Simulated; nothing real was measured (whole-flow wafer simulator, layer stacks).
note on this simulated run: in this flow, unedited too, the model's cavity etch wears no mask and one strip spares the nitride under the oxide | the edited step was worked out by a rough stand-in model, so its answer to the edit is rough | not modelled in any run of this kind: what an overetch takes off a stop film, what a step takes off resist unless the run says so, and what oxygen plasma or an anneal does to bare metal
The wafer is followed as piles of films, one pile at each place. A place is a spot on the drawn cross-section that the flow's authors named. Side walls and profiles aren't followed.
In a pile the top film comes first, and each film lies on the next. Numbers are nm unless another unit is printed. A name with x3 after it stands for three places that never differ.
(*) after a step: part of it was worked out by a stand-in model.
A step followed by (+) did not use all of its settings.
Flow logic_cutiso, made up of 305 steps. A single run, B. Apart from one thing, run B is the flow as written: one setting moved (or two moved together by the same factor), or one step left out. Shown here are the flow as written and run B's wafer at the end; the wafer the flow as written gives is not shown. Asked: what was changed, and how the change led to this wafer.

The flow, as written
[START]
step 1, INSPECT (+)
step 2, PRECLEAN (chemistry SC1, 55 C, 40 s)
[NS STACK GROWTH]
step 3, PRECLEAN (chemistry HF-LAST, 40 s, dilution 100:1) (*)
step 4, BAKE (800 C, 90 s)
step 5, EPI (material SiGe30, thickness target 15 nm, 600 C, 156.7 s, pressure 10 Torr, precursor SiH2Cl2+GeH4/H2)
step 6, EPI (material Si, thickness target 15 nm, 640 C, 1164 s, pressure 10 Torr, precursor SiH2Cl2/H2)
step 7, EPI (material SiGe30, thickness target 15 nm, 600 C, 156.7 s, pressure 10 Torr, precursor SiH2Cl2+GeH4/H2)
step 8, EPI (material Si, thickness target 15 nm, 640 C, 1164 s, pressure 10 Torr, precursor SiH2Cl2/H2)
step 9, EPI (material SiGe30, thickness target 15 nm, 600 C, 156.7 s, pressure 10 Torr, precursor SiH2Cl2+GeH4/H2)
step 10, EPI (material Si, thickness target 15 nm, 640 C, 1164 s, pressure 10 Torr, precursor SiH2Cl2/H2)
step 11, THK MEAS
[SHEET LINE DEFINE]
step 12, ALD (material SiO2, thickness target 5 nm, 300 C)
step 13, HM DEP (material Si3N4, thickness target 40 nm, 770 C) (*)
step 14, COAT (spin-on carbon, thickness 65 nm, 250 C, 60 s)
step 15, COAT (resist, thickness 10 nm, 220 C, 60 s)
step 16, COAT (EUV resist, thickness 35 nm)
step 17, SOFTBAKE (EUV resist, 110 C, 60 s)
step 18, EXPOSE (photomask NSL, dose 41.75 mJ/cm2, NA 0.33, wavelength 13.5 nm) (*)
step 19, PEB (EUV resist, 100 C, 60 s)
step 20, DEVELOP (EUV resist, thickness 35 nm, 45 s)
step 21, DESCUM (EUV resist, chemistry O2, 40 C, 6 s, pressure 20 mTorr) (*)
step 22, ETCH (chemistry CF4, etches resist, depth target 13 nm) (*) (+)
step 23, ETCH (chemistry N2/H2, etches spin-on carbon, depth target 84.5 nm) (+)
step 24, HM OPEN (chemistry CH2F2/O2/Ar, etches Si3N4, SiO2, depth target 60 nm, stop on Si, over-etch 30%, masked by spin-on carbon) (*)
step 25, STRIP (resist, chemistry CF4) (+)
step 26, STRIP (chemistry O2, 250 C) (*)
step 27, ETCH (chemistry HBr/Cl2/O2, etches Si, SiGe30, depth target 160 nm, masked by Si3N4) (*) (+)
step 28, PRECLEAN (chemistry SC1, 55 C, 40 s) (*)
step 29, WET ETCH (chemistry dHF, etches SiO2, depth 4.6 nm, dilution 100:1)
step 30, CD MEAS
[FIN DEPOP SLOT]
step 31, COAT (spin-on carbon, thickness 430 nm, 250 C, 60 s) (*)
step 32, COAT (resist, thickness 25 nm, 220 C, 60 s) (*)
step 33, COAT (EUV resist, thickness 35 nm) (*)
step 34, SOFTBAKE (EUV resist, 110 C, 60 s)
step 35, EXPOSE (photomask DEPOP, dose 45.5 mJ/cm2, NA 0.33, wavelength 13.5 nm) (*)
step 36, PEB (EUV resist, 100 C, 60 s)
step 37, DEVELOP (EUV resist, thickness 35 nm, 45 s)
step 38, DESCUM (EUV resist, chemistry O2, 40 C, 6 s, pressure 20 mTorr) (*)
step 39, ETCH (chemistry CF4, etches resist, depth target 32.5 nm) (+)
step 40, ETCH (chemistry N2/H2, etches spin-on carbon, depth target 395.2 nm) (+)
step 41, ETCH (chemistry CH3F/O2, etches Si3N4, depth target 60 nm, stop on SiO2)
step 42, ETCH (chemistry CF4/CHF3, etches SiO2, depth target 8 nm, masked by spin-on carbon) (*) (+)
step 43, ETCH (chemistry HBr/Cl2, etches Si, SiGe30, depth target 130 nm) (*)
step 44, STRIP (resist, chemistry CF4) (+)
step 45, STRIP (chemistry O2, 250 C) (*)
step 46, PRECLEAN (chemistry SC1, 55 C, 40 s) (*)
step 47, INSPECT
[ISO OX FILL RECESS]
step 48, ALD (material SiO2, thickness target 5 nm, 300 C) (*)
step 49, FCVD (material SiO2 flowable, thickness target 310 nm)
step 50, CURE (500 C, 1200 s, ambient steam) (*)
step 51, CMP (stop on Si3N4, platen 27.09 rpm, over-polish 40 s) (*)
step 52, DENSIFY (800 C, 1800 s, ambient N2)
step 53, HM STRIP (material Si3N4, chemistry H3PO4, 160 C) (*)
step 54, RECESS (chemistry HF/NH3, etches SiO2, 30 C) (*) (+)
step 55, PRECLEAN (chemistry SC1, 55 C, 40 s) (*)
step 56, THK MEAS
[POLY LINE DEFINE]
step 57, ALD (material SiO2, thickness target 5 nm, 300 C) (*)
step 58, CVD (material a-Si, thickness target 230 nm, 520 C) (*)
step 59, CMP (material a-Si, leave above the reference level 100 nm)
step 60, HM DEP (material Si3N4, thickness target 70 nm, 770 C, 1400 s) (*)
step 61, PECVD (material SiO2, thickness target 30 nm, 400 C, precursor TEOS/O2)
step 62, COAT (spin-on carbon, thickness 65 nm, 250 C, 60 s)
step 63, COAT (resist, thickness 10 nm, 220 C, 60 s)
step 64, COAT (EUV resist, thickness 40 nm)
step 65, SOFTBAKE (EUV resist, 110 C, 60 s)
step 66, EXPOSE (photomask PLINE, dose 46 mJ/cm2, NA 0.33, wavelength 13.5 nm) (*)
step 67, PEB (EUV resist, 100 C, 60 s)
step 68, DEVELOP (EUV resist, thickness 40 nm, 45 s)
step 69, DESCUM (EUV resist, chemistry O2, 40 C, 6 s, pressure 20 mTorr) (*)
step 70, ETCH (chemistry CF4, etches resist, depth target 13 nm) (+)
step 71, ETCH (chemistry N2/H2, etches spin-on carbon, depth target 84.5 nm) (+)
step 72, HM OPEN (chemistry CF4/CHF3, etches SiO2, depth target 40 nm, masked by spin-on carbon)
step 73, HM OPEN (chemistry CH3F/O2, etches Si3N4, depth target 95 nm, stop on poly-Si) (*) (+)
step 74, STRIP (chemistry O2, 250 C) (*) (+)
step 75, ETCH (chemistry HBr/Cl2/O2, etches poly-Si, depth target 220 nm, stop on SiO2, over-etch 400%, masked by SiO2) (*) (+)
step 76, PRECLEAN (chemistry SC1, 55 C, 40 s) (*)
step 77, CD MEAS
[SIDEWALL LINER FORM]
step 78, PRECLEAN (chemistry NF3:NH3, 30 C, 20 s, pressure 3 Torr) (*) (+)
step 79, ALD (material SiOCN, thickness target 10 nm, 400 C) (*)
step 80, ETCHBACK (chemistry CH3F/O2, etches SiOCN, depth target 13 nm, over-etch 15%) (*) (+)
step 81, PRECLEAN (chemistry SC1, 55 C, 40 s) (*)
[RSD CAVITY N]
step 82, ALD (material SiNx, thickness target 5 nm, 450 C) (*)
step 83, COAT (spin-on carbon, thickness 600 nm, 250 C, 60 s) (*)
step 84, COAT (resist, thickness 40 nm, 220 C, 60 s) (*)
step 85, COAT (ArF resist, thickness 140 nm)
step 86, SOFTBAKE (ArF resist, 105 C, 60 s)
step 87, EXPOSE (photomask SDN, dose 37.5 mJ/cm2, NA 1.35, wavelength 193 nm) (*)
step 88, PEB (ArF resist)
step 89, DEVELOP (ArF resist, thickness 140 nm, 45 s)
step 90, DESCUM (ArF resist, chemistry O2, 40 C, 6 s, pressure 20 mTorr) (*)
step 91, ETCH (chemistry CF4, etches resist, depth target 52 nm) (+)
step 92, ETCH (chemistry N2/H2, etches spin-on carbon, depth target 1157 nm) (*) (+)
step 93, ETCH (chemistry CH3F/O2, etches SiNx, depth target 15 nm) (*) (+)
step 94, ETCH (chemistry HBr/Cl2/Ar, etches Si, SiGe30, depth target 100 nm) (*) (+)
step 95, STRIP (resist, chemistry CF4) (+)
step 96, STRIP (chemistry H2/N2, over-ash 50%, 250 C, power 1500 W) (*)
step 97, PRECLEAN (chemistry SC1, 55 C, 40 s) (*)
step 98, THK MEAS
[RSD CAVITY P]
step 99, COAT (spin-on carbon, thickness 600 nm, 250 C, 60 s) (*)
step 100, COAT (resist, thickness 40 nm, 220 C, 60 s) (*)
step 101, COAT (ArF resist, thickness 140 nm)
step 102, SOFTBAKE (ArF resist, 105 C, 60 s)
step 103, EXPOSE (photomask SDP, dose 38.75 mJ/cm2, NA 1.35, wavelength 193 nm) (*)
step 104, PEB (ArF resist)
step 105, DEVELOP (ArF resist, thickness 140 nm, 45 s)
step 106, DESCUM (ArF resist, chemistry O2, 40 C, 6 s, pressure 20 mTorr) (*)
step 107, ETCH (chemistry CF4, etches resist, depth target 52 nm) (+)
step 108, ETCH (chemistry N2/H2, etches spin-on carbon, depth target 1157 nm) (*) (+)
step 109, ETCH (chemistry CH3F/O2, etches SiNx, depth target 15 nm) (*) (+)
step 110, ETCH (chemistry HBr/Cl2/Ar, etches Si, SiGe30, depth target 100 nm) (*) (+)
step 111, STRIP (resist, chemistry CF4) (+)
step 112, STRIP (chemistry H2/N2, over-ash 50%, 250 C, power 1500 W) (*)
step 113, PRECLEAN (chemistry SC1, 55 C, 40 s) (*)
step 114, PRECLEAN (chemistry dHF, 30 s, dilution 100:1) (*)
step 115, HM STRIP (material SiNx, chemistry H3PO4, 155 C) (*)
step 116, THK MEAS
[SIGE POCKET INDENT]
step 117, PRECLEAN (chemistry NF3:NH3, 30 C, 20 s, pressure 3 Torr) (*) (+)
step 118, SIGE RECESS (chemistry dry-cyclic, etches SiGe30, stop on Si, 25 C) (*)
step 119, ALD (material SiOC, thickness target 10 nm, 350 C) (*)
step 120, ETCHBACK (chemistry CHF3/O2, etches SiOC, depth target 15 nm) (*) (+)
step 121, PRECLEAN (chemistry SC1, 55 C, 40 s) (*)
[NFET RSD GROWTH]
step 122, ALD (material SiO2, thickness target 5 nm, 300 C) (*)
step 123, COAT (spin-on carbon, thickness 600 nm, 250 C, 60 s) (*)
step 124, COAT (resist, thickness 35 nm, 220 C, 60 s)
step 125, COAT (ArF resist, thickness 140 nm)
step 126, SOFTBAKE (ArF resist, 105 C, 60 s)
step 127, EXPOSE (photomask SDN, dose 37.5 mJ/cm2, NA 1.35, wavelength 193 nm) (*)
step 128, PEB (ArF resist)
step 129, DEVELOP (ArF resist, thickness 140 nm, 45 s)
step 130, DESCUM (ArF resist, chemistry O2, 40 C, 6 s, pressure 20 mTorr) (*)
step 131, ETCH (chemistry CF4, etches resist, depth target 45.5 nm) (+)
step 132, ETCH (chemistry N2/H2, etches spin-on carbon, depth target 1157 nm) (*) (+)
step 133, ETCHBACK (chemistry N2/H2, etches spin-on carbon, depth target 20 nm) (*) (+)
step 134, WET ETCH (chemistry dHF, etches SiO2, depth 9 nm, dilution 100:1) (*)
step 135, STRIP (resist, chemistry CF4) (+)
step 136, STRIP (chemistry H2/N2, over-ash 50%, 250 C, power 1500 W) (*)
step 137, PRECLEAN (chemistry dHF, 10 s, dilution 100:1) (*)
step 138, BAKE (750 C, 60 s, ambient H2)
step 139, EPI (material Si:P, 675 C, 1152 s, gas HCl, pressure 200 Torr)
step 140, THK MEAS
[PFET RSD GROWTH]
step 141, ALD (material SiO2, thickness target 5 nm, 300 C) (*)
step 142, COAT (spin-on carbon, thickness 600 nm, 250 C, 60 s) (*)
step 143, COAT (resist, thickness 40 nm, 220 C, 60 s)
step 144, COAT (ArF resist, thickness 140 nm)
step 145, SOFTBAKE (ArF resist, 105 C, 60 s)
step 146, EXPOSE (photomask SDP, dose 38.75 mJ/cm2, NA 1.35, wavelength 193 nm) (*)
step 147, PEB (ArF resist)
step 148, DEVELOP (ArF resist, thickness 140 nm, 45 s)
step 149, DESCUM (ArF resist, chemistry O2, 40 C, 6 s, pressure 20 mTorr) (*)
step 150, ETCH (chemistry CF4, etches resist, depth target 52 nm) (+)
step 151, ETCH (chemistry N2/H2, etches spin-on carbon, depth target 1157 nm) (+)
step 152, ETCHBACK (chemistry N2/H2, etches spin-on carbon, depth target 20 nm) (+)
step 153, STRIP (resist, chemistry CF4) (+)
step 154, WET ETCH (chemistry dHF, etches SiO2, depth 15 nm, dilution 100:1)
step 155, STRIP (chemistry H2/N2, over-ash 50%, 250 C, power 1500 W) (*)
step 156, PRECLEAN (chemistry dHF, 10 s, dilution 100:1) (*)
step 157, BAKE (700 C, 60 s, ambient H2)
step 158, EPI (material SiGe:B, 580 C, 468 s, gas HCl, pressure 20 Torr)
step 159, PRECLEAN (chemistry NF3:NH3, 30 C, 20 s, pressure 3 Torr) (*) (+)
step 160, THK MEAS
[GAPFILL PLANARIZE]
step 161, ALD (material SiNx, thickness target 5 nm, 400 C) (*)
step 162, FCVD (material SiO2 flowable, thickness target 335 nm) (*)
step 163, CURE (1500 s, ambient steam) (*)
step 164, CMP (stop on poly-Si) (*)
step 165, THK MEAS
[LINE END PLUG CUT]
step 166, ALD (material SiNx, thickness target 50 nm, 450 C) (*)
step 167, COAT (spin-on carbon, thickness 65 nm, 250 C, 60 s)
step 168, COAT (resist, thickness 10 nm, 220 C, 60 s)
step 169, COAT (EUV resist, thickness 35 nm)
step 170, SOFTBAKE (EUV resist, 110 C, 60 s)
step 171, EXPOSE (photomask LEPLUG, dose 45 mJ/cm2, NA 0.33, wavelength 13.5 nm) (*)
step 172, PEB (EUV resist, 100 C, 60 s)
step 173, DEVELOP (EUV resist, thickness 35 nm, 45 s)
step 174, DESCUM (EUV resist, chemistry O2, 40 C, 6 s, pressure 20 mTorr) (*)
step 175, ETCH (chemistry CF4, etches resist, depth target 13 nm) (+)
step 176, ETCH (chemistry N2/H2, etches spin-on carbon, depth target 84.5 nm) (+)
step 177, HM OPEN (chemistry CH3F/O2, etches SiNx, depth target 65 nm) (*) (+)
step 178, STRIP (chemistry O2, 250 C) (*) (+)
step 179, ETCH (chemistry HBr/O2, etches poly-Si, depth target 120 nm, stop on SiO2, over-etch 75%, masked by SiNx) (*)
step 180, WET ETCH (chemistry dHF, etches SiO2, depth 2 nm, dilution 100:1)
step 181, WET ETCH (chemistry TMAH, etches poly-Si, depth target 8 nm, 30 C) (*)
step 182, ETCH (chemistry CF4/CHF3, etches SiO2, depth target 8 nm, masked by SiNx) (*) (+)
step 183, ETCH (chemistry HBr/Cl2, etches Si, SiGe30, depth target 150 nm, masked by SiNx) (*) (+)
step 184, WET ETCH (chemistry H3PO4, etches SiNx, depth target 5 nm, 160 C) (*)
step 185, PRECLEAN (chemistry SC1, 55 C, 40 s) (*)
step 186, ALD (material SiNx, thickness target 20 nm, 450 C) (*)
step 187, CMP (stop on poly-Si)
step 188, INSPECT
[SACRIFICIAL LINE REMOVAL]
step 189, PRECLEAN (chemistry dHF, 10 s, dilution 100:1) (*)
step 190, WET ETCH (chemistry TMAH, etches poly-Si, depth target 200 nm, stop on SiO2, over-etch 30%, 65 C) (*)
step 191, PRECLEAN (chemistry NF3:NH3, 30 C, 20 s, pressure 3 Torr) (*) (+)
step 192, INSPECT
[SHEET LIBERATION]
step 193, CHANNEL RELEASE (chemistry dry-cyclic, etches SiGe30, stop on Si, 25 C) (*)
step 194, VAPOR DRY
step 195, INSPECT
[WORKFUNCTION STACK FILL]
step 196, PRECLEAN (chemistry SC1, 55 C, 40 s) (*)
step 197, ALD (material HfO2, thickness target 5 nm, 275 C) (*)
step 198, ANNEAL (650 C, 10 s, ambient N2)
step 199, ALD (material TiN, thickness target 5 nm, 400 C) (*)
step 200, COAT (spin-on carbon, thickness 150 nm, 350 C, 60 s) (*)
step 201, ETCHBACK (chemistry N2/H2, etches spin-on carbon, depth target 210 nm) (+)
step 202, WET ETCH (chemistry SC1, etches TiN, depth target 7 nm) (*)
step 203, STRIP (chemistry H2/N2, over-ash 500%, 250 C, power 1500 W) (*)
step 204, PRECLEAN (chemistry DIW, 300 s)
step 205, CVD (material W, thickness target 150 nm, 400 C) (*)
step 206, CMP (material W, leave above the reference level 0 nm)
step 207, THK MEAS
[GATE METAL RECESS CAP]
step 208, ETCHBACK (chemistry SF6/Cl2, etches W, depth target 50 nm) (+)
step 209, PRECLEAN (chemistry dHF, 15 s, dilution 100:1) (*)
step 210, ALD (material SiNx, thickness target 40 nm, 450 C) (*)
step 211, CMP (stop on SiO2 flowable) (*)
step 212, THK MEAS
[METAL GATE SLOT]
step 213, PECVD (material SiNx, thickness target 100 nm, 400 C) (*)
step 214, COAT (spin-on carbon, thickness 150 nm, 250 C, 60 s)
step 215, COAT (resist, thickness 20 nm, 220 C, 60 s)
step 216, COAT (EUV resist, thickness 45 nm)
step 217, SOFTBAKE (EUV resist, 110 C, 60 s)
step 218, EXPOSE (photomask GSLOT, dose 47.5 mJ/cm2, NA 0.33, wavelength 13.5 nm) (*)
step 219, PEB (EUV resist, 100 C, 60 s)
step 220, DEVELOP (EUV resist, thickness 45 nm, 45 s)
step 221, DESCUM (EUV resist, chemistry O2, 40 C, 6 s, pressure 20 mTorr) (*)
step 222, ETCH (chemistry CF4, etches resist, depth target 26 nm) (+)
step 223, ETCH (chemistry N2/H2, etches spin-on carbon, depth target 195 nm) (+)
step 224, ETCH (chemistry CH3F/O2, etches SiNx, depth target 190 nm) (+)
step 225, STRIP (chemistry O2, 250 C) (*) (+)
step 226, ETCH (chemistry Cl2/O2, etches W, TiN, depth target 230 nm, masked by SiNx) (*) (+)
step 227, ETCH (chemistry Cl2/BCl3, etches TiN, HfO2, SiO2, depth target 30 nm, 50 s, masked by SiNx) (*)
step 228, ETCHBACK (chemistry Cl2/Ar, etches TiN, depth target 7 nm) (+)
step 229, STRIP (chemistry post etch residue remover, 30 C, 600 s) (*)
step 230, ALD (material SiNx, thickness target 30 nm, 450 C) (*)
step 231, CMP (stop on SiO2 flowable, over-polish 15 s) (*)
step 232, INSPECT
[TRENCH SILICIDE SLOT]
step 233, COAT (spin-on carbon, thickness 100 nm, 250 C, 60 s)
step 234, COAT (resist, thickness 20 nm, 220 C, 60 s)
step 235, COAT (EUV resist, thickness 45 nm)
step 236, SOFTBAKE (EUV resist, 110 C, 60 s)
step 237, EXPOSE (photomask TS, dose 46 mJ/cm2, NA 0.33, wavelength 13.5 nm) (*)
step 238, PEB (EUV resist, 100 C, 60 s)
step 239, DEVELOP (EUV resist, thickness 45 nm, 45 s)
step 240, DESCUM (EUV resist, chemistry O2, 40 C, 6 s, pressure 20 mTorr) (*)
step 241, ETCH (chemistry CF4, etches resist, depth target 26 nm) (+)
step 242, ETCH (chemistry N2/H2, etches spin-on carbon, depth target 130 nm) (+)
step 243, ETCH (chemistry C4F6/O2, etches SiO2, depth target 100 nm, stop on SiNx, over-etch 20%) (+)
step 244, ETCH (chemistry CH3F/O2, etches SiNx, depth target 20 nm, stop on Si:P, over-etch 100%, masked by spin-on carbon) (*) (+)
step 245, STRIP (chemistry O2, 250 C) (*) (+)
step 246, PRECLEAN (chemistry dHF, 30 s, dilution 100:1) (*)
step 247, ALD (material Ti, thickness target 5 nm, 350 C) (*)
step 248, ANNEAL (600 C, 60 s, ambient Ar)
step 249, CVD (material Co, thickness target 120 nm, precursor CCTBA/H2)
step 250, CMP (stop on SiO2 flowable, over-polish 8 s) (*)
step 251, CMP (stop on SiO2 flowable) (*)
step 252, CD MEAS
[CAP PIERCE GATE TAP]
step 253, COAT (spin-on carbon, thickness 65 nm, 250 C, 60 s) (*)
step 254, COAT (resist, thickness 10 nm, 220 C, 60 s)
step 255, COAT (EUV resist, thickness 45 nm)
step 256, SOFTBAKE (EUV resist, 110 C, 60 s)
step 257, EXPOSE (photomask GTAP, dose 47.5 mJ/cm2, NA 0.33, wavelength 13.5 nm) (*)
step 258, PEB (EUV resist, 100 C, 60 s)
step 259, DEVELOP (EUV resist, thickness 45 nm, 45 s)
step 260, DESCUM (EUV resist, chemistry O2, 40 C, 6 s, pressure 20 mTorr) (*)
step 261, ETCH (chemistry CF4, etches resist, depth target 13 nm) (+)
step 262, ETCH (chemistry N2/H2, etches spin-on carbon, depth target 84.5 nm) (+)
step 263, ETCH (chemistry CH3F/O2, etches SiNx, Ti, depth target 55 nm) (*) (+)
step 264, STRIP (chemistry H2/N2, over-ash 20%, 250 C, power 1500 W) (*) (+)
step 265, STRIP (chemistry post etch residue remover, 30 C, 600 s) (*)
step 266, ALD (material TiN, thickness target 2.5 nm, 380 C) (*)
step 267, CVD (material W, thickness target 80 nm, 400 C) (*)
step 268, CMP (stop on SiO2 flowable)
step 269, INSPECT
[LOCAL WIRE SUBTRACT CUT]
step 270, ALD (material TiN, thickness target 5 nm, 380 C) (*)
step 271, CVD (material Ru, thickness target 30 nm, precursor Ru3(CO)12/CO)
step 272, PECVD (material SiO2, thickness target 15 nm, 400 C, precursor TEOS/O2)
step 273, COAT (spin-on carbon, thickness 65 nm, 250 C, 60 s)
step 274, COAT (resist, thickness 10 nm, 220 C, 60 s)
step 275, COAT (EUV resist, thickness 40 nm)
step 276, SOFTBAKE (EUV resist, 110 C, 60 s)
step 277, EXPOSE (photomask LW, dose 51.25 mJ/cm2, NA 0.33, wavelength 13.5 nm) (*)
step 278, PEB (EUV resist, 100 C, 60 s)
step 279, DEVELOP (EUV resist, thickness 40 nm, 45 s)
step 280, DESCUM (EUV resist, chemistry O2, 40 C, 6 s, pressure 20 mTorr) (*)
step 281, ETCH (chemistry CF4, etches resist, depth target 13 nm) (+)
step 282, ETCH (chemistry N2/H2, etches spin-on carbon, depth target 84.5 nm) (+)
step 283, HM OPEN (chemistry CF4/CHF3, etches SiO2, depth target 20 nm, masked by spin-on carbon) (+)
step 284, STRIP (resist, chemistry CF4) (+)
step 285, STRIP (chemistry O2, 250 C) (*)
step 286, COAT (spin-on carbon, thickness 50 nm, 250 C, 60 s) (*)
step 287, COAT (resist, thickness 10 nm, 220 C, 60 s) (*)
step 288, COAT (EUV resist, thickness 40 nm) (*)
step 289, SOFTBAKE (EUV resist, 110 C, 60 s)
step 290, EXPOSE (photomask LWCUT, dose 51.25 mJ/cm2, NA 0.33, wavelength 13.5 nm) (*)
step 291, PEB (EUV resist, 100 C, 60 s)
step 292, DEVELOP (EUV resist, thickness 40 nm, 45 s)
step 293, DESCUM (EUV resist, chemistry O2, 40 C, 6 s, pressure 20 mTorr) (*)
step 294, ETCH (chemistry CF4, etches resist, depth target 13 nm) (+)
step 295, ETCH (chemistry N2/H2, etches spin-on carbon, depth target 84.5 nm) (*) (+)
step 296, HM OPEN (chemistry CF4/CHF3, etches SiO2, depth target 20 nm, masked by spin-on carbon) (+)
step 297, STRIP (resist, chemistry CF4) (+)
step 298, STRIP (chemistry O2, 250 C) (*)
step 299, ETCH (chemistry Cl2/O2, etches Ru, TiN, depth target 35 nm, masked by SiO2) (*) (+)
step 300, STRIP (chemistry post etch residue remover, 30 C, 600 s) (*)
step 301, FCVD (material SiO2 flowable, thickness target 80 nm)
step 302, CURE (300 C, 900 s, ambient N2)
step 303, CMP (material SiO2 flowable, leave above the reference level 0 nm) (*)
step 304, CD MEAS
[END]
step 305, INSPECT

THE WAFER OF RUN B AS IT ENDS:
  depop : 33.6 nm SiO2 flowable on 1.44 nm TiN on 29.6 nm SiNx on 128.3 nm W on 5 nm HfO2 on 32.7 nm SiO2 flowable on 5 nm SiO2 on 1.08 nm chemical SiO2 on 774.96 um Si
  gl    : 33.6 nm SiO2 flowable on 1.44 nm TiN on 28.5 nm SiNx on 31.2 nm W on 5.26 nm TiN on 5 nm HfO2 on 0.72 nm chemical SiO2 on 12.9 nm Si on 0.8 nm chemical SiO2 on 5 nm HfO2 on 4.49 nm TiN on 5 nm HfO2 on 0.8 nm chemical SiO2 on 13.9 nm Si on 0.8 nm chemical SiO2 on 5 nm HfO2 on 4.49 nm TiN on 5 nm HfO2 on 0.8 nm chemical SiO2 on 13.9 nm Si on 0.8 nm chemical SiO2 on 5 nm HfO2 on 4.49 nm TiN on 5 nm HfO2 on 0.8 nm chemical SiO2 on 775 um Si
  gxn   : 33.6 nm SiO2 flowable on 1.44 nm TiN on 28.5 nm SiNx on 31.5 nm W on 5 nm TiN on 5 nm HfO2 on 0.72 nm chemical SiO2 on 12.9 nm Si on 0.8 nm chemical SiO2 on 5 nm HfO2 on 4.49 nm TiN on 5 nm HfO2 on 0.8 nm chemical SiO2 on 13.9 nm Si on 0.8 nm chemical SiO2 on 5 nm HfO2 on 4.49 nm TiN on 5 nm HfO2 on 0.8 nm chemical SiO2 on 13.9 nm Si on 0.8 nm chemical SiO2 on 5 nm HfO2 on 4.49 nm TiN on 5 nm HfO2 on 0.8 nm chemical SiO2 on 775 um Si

What caused this: step 299, ETCH: depth target 33.2 nm was run, though the flow has depth target 35 nm.

The path from the change to this, step by step:
  step 299, ETCH (chemistry Cl2/O2, etches Ru, TiN, depth target 35 nm, masked by SiO2) (*) (+)
      depop, dpovl, gfld and 14 more: -29.6 Ru (all of it), -3.56 TiN (it would be, as written: -29.6 Ru (all of it), -5 TiN (all of it))
      rsdw: -29.6 Ru (all of it), -3.55 TiN (it would be, as written: -29.6 Ru (all of it), -5 TiN (all of it))
  step 301, FCVD (material SiO2 flowable, thickness target 80 nm)
      iso, rsdx: +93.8 SiO2 flowable (new film) (it would be, as written: +94.2 SiO2 flowable)
      lnrt, rsdn, rsdp, tap: +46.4 SiO2 flowable (new film) (it would be, as written: +45.3 SiO2 flowable (new film))
  step 303, CMP (material SiO2 flowable, leave above the reference level 0 nm) (*)
      depop, dpovl, isow, ns, nsgap: -46.4 SiO2 flowable (it would be, as written: -44.7 SiO2 flowable)
      lnrt, rsdn, rsdp, tap: -46.4 SiO2 flowable (all of it), -13.9 SiO2 (all of it) (it would be, as written: -45.3 SiO2 flowable (all of it), -13.8 SiO2 (all of it))
Taking metal films that touch as one body, depop has 2 bodies (between them, from the top down: SiNx 29.6); the flow as written gives 1 body.
Taking metal films that touch as one body, gl has 5 bodies (between them, from the top down: SiNx 28.5; HfO2 5 / chemical SiO2 0.72 / Si 12.9 / chemical SiO2 0.8 / HfO2 5; HfO2 5 / chemical SiO2 0.8 / Si 13.9 / chemical SiO2 0.8 / HfO2 5; HfO2 5 / chemical SiO2 0.8 / Si 13.9 / chemical SiO2 0.8 / HfO2 5); the flow as written gives 4 bodies (between them, from the top down: HfO2 5 / chemical SiO2 0.72 / Si 12.9 / chemical SiO2 0.8 / HfO2 5; HfO2 5 / chemical SiO2 0.8 / Si 13.9 / chemical SiO2 0.8 / HfO2 5; HfO2 5 / chemical SiO2 0.8 / Si 13.9 / chemical SiO2 0.8 / HfO2 5).
Taking metal films that touch as one body, gxn has 5 bodies (between them, from the top down: SiNx 28.5; HfO2 5 / chemical SiO2 0.72 / Si 12.9 / chemical SiO2 0.8 / HfO2 5; HfO2 5 / chemical SiO2 0.8 / Si 13.9 / chemical SiO2 0.8 / HfO2 5; HfO2 5 / chemical SiO2 0.8 / Si 13.9 / chemical SiO2 0.8 / HfO2 5); the flow as written gives 4 bodies (between them, from the top down: HfO2 5 / chemical SiO2 0.72 / Si 12.9 / chemical SiO2 0.8 / HfO2 5; HfO2 5 / chemical SiO2 0.8 / Si 13.9 / chemical SiO2 0.8 / HfO2 5; HfO2 5 / chemical SiO2 0.8 / Si 13.9 / chemical SiO2 0.8 / HfO2 5).
